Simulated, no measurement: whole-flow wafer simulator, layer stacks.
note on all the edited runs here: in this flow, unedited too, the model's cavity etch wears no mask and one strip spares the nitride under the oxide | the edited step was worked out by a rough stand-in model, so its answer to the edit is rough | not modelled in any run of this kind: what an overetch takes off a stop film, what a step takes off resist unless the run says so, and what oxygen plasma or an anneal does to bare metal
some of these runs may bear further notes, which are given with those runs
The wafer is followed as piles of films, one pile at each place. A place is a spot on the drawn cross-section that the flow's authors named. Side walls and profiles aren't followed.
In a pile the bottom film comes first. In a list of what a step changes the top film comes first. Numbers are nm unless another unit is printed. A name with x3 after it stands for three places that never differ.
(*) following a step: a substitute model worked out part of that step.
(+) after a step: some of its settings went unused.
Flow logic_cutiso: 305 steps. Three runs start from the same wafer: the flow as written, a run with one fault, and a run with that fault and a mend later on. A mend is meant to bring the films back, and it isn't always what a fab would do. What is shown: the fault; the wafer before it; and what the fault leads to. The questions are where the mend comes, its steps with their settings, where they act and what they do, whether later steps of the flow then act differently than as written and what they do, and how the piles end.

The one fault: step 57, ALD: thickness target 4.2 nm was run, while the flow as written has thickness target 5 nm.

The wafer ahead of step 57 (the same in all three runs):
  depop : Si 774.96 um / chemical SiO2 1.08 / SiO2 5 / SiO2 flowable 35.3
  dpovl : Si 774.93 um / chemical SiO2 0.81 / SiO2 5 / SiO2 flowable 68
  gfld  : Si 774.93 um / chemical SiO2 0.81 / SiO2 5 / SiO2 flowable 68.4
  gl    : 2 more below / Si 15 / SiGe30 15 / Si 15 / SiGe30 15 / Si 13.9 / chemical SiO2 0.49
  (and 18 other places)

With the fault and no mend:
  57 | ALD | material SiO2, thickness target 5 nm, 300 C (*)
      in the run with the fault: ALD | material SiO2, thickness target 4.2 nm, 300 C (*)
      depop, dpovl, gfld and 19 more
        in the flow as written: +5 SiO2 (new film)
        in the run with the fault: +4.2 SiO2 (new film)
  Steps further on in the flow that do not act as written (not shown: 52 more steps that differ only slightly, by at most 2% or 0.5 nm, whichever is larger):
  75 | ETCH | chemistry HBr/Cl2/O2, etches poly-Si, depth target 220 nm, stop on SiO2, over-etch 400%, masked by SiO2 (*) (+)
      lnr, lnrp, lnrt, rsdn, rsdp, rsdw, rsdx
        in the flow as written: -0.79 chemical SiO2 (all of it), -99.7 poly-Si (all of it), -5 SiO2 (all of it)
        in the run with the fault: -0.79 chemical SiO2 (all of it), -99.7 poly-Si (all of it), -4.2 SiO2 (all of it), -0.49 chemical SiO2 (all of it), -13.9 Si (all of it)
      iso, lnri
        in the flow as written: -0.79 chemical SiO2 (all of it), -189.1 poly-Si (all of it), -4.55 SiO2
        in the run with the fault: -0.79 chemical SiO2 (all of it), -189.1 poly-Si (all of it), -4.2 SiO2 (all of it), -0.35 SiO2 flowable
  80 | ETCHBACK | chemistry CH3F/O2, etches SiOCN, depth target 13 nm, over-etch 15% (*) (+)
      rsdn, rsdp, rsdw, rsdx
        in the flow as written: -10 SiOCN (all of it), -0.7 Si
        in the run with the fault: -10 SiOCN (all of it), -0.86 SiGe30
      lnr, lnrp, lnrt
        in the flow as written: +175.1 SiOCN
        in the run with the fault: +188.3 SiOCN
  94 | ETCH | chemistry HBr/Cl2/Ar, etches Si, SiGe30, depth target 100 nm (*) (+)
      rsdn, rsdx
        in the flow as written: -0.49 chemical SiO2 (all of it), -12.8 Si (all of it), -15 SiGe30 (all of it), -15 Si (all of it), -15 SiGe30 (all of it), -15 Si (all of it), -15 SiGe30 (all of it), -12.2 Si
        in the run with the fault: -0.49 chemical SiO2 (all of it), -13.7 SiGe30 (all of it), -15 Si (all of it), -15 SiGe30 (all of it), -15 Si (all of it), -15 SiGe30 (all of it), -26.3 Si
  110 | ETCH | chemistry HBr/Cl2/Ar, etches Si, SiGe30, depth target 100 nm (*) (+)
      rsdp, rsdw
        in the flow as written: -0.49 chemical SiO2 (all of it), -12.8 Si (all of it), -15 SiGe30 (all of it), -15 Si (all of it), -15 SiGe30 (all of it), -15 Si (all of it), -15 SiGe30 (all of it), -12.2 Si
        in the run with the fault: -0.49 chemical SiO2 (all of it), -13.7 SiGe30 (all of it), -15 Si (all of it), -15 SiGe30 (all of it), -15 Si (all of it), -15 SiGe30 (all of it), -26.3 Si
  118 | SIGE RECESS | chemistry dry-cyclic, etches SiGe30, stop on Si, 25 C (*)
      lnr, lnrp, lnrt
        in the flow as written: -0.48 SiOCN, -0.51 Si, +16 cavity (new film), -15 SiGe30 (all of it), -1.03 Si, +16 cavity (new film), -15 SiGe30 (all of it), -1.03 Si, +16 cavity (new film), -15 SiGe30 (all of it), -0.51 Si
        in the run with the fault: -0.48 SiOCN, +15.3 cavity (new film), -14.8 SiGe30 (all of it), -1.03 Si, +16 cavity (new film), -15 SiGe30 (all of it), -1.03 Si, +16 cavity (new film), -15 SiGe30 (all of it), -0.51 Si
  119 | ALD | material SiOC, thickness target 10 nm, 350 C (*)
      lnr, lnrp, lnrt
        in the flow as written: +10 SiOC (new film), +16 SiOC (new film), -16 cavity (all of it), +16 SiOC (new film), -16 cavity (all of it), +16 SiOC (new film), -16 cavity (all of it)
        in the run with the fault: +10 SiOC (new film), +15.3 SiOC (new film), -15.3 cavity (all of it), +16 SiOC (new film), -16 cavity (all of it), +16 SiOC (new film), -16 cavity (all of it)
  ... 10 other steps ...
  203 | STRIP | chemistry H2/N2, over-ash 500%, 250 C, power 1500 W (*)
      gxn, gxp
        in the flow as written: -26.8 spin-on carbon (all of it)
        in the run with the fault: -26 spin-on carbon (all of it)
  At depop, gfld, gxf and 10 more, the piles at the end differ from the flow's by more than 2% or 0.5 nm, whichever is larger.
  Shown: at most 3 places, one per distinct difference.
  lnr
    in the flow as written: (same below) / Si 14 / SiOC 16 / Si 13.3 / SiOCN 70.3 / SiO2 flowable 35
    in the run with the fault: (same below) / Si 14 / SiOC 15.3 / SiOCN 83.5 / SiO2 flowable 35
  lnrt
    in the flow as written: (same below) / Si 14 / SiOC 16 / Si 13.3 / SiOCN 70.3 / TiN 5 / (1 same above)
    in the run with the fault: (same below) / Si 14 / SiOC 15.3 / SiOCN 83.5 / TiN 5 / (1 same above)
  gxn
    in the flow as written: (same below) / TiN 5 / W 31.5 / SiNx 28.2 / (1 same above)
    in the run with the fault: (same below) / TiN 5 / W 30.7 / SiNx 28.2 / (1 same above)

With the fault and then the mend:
  After step 57 comes the mend.
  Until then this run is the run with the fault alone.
  57a | ALD | material SiO2, thickness target 0.8 nm, 300 C (*) (a further turn of the flow's step 57, with different settings)
      depop, dpovl, gfld and 19 more
        +0.8 SiO2
  Later steps of the flow that are run all act as written at every place that is followed.
  By the end, the piles equal the flow's at every place that both follow.
